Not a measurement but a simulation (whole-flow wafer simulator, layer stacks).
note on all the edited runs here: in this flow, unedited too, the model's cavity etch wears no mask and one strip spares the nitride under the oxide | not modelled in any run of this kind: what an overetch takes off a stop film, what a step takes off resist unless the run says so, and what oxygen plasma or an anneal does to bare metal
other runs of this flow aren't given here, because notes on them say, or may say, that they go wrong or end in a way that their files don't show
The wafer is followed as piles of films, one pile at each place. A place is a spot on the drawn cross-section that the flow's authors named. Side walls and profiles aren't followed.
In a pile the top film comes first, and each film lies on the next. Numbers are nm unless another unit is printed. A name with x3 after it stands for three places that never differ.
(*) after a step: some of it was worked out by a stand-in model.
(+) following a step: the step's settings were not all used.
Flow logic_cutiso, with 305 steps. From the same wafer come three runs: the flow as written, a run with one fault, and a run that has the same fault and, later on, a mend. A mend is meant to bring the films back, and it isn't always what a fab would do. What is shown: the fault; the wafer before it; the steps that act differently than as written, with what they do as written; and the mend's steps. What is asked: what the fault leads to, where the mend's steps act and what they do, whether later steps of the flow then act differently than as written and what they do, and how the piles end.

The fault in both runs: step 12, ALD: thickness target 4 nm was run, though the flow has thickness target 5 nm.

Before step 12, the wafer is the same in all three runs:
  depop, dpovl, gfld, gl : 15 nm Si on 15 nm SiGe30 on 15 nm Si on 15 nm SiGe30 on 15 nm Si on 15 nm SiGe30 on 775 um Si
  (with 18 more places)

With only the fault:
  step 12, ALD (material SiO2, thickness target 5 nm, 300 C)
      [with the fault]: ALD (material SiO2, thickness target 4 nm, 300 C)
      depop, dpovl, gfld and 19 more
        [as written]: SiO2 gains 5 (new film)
        [with the fault]: SiO2 gains 4 (new film)
  Steps later in the flow that act otherwise than as written (not shown: 12 more steps that differ only slightly, by at most 2% or 0.5 nm, whichever is larger):
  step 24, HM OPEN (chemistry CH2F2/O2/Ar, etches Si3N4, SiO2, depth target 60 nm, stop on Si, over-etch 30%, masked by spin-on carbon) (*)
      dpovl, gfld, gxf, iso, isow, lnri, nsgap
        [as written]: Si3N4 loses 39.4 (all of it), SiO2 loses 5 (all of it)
        [with the fault]: Si3N4 loses 39.4 (all of it), SiO2 loses 4 (all of it)
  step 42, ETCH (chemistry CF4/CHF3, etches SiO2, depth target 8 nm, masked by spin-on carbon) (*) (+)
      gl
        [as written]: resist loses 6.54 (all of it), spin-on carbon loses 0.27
        [with the fault]: resist loses 5.88
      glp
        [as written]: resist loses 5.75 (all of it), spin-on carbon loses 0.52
        [with the fault]: resist loses 5.76 (all of it)
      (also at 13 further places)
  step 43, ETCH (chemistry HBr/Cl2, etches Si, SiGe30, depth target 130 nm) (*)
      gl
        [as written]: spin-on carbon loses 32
        [with the fault]: resist loses 0.66 (all of it), spin-on carbon loses 31.1
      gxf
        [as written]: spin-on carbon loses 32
        [with the fault]: resist loses 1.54 (all of it), spin-on carbon loses 29.8
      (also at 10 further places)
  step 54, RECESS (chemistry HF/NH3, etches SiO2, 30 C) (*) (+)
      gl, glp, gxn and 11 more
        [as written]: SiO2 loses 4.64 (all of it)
        [with the fault]: SiO2 loses 3.64 (all of it)
  The piles end only slightly different from the flow's at the places that both follow, by no more than 2% or 0.5 nm, whichever is larger.

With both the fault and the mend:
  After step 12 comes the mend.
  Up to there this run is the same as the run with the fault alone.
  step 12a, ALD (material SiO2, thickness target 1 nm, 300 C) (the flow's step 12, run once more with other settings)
      depop, dpovl, gfld and 19 more
        SiO2 gains 1
  None of the later steps of the flow acts differently than as written at any place that is followed.
  The piles end the same as the flow's at every place that both follow.
